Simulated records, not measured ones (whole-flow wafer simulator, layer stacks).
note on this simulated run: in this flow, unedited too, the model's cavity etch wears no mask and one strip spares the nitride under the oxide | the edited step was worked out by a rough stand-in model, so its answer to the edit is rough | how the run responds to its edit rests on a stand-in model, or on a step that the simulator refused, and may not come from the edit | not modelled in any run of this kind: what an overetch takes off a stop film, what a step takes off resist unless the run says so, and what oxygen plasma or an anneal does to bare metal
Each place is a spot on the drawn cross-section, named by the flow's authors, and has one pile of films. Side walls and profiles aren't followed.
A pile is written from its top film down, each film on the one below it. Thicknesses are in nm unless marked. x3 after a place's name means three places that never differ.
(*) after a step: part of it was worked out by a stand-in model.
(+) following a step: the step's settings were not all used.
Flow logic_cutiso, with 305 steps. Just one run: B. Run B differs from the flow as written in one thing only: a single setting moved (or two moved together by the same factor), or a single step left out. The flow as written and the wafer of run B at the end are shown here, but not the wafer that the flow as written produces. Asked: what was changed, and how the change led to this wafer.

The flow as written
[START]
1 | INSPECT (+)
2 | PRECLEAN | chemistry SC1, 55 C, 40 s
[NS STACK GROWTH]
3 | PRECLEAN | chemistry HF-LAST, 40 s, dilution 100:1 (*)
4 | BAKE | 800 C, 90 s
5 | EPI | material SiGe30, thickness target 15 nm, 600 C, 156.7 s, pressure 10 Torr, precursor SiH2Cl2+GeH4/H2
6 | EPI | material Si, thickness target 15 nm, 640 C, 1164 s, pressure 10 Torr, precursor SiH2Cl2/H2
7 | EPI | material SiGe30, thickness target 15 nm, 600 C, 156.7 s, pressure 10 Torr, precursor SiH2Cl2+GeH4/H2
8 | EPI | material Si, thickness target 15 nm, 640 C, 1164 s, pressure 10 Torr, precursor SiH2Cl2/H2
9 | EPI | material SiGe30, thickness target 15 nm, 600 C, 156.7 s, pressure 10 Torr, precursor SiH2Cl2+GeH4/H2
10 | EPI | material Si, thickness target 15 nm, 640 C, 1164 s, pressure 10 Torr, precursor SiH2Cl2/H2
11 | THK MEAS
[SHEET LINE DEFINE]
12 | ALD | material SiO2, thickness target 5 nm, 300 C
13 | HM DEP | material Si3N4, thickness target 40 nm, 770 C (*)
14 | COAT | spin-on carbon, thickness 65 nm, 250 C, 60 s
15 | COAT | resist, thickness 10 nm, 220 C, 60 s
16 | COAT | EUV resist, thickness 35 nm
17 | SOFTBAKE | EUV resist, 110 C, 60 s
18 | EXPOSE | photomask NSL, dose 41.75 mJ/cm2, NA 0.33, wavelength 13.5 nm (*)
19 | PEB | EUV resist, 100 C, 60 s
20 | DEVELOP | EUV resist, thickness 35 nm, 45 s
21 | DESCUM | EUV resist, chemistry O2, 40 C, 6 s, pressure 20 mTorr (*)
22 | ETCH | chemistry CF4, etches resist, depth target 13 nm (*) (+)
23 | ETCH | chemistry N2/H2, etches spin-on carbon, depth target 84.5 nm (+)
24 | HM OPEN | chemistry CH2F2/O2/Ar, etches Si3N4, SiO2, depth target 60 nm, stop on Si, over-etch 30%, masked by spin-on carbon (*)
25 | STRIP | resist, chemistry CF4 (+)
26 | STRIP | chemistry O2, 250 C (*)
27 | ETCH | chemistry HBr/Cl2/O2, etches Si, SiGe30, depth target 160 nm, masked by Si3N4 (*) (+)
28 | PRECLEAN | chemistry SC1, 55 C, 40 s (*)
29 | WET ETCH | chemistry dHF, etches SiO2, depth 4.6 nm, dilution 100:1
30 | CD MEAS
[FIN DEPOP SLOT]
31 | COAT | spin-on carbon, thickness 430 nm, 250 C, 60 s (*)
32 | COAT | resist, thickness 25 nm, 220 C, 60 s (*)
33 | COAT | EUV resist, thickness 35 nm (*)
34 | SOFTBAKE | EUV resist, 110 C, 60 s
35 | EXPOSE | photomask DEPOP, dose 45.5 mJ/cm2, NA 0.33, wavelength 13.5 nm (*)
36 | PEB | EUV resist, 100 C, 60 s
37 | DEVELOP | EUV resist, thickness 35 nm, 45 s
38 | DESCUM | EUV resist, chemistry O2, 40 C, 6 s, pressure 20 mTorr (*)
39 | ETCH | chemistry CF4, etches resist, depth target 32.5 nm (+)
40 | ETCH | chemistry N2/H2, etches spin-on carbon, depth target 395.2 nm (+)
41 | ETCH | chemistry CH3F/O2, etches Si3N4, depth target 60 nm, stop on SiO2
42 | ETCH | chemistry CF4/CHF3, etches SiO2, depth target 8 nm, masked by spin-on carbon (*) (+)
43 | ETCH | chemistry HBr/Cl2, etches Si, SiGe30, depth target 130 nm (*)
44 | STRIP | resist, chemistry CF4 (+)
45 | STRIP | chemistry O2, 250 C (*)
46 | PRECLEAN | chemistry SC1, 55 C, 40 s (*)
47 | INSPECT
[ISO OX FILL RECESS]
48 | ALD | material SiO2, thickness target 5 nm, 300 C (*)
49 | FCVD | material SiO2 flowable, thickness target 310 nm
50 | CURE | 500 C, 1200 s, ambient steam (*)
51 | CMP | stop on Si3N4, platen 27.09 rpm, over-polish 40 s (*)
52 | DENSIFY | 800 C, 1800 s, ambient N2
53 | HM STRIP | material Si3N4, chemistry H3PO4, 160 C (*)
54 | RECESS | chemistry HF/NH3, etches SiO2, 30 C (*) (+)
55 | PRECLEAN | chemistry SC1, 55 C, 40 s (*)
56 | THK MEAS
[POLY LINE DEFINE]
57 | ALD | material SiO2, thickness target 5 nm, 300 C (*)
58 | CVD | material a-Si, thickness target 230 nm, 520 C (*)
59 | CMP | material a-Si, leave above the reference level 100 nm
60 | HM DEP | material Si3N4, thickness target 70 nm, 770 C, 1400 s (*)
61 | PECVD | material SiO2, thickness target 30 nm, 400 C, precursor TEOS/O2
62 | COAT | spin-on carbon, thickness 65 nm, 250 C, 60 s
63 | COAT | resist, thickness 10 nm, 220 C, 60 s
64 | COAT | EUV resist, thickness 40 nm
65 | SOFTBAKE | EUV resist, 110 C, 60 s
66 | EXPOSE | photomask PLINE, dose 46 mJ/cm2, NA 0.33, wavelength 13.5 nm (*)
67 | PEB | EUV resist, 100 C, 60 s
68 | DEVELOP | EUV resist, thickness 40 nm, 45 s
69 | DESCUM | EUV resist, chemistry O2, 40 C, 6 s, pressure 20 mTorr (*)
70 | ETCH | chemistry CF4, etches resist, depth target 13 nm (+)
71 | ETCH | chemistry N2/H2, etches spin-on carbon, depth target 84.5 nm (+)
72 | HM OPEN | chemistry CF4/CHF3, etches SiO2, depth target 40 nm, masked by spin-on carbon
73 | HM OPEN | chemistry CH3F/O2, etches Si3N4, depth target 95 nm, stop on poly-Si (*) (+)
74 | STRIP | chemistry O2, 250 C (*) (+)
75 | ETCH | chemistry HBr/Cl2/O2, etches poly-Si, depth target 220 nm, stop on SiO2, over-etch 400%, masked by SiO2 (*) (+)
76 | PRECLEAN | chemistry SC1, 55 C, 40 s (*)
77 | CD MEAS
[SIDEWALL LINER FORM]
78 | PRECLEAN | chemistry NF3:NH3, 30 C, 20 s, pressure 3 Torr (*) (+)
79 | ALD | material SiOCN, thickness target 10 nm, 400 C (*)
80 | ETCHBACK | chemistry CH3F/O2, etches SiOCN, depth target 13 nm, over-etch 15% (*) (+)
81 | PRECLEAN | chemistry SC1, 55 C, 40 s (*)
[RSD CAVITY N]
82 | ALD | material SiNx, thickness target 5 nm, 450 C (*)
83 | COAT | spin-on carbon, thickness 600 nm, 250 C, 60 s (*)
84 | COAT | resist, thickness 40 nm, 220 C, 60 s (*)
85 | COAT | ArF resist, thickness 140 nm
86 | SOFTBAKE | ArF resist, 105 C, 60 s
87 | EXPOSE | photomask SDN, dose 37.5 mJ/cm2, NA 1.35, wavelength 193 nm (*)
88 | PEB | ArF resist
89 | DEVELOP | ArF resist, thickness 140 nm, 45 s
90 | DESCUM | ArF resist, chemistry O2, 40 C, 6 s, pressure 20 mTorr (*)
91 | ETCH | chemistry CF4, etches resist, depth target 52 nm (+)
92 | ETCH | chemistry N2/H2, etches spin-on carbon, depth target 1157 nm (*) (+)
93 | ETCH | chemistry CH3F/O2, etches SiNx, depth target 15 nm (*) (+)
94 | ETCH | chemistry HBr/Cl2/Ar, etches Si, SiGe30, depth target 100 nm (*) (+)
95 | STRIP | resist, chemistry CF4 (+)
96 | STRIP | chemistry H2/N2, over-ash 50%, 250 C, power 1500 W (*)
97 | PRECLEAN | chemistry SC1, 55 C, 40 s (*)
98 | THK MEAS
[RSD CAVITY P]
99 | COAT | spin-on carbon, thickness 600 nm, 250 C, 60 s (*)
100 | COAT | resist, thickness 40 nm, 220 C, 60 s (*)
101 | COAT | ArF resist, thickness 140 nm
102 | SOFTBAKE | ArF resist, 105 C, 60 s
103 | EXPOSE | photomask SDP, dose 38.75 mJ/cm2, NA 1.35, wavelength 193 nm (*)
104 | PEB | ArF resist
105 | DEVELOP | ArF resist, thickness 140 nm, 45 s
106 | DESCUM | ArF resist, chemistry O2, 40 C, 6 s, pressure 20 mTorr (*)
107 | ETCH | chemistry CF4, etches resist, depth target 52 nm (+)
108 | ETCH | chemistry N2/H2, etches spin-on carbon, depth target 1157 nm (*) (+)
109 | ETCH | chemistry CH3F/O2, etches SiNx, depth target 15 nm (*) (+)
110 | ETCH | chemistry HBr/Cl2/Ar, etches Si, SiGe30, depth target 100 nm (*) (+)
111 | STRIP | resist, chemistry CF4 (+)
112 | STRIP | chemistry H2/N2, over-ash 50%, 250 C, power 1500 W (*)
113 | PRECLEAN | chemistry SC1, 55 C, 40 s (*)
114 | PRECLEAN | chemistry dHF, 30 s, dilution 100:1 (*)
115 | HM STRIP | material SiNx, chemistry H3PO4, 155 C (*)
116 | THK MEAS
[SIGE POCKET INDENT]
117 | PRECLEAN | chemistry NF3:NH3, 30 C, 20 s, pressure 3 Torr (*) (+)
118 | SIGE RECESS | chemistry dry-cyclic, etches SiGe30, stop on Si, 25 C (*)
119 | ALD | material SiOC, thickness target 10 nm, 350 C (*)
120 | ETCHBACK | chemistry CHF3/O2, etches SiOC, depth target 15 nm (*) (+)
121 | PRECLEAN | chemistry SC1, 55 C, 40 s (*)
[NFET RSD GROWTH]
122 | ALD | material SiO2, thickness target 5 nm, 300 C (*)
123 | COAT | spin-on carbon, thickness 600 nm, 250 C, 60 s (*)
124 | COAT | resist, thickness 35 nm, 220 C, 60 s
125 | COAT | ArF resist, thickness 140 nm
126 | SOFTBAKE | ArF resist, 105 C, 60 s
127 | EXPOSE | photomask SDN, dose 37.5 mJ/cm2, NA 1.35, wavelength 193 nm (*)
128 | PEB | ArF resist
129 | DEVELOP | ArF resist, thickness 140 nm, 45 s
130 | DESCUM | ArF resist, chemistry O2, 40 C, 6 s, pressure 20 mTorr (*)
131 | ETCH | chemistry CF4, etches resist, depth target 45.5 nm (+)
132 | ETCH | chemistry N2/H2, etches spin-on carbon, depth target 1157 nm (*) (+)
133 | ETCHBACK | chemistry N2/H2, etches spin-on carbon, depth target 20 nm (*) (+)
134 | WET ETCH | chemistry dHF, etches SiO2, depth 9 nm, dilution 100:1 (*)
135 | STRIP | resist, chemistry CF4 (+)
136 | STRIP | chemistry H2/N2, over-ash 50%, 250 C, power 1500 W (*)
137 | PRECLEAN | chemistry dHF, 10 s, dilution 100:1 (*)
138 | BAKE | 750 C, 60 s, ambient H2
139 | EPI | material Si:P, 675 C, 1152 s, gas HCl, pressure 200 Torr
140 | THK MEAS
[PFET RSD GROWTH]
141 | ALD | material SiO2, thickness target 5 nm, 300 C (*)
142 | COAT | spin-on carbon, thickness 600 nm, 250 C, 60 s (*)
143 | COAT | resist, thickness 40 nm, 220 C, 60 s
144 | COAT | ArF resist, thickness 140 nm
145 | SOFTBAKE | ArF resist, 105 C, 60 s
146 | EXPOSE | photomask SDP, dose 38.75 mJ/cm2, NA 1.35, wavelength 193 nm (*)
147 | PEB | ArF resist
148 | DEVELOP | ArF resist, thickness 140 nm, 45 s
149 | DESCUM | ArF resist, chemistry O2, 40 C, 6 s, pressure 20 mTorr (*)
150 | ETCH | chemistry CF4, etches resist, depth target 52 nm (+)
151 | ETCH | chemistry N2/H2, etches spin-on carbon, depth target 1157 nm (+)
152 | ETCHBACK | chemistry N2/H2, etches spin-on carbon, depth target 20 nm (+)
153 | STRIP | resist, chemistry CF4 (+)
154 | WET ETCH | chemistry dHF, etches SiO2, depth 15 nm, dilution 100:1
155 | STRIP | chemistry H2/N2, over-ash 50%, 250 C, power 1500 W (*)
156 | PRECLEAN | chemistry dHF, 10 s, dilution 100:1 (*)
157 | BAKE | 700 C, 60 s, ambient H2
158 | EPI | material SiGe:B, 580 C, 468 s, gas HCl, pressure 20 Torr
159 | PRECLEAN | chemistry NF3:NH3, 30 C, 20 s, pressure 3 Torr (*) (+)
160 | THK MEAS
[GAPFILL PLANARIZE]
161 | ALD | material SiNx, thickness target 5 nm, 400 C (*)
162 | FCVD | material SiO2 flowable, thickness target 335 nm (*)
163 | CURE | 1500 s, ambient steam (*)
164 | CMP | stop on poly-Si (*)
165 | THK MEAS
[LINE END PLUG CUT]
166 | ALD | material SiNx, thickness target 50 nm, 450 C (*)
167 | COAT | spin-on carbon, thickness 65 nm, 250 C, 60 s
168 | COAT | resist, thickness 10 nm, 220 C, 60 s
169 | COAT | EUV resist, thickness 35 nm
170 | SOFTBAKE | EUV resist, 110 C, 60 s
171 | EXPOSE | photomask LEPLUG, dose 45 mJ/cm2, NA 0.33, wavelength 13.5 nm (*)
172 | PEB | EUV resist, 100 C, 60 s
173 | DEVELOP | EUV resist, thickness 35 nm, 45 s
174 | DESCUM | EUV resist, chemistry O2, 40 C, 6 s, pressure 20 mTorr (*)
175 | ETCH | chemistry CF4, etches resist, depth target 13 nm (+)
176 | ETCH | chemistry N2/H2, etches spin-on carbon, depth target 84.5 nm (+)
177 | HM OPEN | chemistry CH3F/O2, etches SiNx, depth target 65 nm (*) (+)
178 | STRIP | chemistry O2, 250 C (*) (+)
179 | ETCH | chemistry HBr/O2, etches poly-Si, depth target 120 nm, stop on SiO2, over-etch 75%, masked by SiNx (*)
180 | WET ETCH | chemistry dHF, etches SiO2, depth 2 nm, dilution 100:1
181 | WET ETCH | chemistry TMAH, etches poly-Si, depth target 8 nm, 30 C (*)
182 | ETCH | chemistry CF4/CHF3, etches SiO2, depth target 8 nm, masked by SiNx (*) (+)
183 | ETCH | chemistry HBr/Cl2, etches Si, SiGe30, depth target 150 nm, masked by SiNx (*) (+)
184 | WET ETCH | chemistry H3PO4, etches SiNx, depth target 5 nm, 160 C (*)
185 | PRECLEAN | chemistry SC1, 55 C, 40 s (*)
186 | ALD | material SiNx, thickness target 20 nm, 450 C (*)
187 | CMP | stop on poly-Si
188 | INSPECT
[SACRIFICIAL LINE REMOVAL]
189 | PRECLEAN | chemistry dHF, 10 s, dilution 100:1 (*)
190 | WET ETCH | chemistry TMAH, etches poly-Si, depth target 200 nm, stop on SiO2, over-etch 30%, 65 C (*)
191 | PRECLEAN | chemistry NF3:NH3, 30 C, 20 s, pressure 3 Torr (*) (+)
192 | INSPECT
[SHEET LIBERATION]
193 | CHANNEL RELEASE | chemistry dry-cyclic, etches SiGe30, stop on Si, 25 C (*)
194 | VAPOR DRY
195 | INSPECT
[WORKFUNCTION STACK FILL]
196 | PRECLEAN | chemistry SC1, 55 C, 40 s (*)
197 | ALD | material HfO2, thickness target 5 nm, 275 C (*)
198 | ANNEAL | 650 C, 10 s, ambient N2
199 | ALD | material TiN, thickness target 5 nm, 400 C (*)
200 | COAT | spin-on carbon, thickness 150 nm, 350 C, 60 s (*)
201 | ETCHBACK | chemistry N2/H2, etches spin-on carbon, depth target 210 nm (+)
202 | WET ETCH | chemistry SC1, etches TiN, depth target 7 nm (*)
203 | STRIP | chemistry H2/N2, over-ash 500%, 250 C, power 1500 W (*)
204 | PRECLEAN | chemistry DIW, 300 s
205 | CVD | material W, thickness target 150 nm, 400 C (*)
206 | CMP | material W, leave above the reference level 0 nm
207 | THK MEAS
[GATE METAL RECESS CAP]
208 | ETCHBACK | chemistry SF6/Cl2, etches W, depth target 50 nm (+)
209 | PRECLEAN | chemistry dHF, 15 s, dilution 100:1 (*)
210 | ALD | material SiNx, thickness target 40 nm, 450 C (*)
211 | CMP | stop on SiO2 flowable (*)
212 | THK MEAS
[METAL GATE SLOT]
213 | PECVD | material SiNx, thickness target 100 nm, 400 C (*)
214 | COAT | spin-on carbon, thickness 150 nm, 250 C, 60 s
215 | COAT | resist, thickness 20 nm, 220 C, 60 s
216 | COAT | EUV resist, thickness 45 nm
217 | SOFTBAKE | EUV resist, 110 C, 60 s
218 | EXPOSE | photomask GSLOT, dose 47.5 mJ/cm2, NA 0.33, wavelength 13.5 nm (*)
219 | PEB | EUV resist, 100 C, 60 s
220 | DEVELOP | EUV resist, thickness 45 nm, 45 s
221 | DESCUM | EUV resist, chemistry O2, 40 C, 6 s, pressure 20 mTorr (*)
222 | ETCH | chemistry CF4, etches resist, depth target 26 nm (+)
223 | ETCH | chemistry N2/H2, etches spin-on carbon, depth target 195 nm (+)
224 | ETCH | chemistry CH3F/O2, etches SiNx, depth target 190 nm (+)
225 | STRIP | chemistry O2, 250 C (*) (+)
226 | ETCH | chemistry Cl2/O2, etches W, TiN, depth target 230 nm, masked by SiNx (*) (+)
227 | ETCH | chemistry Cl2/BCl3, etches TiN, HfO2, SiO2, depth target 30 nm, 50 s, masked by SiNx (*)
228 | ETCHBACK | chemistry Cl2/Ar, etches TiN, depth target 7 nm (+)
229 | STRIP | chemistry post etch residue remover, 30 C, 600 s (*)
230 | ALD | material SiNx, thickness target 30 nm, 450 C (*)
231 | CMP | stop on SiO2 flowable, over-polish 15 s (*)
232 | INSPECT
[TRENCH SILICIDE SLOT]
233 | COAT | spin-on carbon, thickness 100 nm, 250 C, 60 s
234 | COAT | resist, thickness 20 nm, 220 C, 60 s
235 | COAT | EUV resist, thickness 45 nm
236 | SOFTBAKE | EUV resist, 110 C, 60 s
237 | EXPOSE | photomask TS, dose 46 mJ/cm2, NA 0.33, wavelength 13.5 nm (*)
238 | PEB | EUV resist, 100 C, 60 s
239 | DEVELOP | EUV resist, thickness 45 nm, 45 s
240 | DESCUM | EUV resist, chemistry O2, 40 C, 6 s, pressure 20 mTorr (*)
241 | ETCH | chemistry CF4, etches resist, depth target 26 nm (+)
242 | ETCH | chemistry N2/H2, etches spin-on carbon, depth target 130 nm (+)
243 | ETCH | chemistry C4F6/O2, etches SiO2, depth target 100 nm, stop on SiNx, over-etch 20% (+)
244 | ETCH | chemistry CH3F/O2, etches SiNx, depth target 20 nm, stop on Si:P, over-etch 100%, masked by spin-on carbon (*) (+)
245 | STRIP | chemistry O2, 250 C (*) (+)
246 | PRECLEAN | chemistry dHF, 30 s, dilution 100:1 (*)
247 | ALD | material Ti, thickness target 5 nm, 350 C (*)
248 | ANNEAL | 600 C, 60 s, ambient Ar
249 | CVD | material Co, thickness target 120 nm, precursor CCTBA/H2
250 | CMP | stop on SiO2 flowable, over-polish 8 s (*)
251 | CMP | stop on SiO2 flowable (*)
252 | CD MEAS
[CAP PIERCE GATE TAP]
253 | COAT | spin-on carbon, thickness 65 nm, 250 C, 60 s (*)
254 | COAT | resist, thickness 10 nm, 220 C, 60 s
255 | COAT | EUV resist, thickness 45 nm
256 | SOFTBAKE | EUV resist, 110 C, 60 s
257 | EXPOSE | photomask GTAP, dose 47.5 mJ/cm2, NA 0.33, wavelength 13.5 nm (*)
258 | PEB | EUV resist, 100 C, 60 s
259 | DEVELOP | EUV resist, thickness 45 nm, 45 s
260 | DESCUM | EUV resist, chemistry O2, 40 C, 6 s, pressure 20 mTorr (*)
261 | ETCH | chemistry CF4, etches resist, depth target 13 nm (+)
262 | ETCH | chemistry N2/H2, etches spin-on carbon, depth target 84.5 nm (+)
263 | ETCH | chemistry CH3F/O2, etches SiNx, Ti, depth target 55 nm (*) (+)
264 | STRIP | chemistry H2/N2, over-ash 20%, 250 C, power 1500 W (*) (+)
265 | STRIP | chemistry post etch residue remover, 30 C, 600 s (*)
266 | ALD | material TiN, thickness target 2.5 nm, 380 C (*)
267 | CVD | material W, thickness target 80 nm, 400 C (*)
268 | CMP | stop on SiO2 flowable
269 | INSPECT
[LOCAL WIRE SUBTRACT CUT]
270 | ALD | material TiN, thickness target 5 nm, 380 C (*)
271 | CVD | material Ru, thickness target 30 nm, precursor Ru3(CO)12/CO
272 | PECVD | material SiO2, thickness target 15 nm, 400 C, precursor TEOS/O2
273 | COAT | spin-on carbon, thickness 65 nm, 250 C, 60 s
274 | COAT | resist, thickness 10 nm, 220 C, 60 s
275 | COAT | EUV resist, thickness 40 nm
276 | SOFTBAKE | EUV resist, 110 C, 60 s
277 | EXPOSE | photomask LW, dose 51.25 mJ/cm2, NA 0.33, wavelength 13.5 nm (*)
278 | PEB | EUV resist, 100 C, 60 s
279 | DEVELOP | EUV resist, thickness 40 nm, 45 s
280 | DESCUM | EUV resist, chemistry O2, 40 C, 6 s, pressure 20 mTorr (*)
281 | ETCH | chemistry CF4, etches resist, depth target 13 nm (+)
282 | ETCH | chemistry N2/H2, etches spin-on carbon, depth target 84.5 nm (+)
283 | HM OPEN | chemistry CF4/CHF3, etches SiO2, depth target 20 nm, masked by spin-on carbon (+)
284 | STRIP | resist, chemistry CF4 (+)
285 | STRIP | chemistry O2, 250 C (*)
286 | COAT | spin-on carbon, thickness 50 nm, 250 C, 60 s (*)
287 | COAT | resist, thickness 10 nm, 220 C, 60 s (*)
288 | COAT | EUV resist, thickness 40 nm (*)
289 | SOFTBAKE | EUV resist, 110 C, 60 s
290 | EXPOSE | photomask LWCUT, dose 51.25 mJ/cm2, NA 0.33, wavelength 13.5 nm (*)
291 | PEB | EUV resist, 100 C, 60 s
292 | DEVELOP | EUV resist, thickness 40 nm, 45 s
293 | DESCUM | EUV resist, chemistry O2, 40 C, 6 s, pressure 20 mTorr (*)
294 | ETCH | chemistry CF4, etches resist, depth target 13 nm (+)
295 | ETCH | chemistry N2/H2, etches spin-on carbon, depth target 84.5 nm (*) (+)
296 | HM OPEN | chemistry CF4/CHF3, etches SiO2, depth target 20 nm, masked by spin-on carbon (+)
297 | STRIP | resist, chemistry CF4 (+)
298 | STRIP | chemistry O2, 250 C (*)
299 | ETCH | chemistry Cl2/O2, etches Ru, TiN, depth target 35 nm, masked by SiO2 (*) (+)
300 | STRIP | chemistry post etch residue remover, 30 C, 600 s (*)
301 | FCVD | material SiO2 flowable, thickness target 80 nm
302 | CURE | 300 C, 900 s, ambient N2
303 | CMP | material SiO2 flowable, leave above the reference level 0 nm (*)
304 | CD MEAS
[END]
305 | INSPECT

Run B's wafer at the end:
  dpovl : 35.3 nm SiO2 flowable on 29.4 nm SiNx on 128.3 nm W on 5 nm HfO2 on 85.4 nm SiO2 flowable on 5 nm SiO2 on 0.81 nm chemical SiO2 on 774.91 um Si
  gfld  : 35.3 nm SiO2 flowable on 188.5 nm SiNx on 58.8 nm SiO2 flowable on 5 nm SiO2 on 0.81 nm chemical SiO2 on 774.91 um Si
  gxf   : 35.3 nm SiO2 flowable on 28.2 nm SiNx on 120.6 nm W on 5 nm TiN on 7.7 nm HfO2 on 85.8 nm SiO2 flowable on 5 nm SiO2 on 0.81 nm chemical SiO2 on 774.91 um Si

The reason: step 27, ETCH: depth target 180 nm was run, though the flow has depth target 160 nm.

Step by step, how the change led to this:
  27 | ETCH | chemistry HBr/Cl2/O2, etches Si, SiGe30, depth target 160 nm, masked by Si3N4 (*) (+)
      depop, gl, glp and 12 more: -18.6 Si3N4 (in the flow as written it would be: -16.8 Si3N4)
      gfld, gxf, iso, lnri: -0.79 chemical SiO2 (all of it), -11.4 Si (all of it), -15 SiGe30 (all of it), -15 Si (all of it), -15 SiGe30 (all of it), -15 Si (all of it), -15 SiGe30 (all of it), -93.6 Si (in the flow as written it would be: -0.79 chemical SiO2 (all of it), -11.4 Si (all of it), -15 SiGe30 (all of it), -15 Si (all of it), -15 SiGe30 (all of it), -15 Si (all of it), -15 SiGe30 (all of it), -73.6 Si)
      (as well as at 3 more places)
  31 | COAT | spin-on carbon, thickness 430 nm, 250 C, 60 s (*)
      depop, ns: +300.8 spin-on carbon (new film) (in the flow as written it would be: +312 spin-on carbon (new film))
      gfld: +583.4 spin-on carbon (new film) (in the flow as written it would be: +570.2 spin-on carbon (new film))
      (as well as at 3 more places)
  40 | ETCH | chemistry N2/H2, etches spin-on carbon, depth target 395.2 nm (+)
      depop: -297 spin-on carbon (all of it), -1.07 Si3N4 (in the flow as written it would be: -308.2 spin-on carbon (all of it), -0.95 Si3N4)
  41 | ETCH | chemistry CH3F/O2, etches Si3N4, depth target 60 nm, stop on SiO2
      depop: -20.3 Si3N4 (all of it), -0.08 SiO2 (in the flow as written it would be: -22.2 Si3N4 (all of it), -0.08 SiO2)
      dpovl: -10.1 spin-on carbon (in the flow as written it would be: -11.1 spin-on carbon)
  42 | ETCH | chemistry CF4/CHF3, etches SiO2, depth target 8 nm, masked by spin-on carbon (*) (+)
      gxf: -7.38 resist (in the flow as written it would be: -7.42 resist (all of it))
      gxn: -7.38 resist (in the flow as written it would be: -7.31 resist (all of it))
      (as well as at 3 more places)
  43 | ETCH | chemistry HBr/Cl2, etches Si, SiGe30, depth target 130 nm (*)
      gxf: -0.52 resist (all of it), -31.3 spin-on carbon (in the flow as written it would be: -32 spin-on carbon)
      iso: -0.77 resist (all of it), -30.9 spin-on carbon (in the flow as written it would be: -32 spin-on carbon)
      (as well as at 2 more places)
  45 | STRIP | chemistry O2, 250 C (*)
      gfld, lnri: +0.82 chemical SiO2 (new film), -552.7 spin-on carbon (all of it), -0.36 Si (in the flow as written it would be: +0.82 chemical SiO2 (new film), -538.7 spin-on carbon (all of it), -0.36 Si)
      dpovl: +0.82 chemical SiO2 (new film), -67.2 spin-on carbon (all of it), -0.36 Si (in the flow as written it would be: +0.82 chemical SiO2 (new film), -59.3 spin-on carbon (all of it), -0.36 Si)
      (as well as at 3 more places)
  49 | FCVD | material SiO2 flowable, thickness target 310 nm
      gfld, gxf, iso, lnri: +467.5 SiO2 flowable (new film) (in the flow as written it would be: +453.9 SiO2 flowable (new film))
      dpovl, nsgap: +402.3 SiO2 flowable (new film) (in the flow as written it would be: +392.6 SiO2 flowable (new film))
      (as well as at 3 more places)
  51 | CMP | stop on Si3N4, platen 27.09 rpm, over-polish 40 s (*)
      dpovl, isow: -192 SiO2 flowable (in the flow as written it would be: -200.4 SiO2 flowable)
      depop: -192.1 SiO2 flowable (in the flow as written it would be: -200.5 SiO2 flowable)
      (as well as at 2 more places)
  53 | HM STRIP | material Si3N4, chemistry H3PO4, 160 C (*)
      gl, glp, gxn and 11 more: -19.6 Si3N4 (all of it), -0.33 SiO2 (in the flow as written it would be: -21.4 Si3N4 (all of it), -0.36 SiO2)
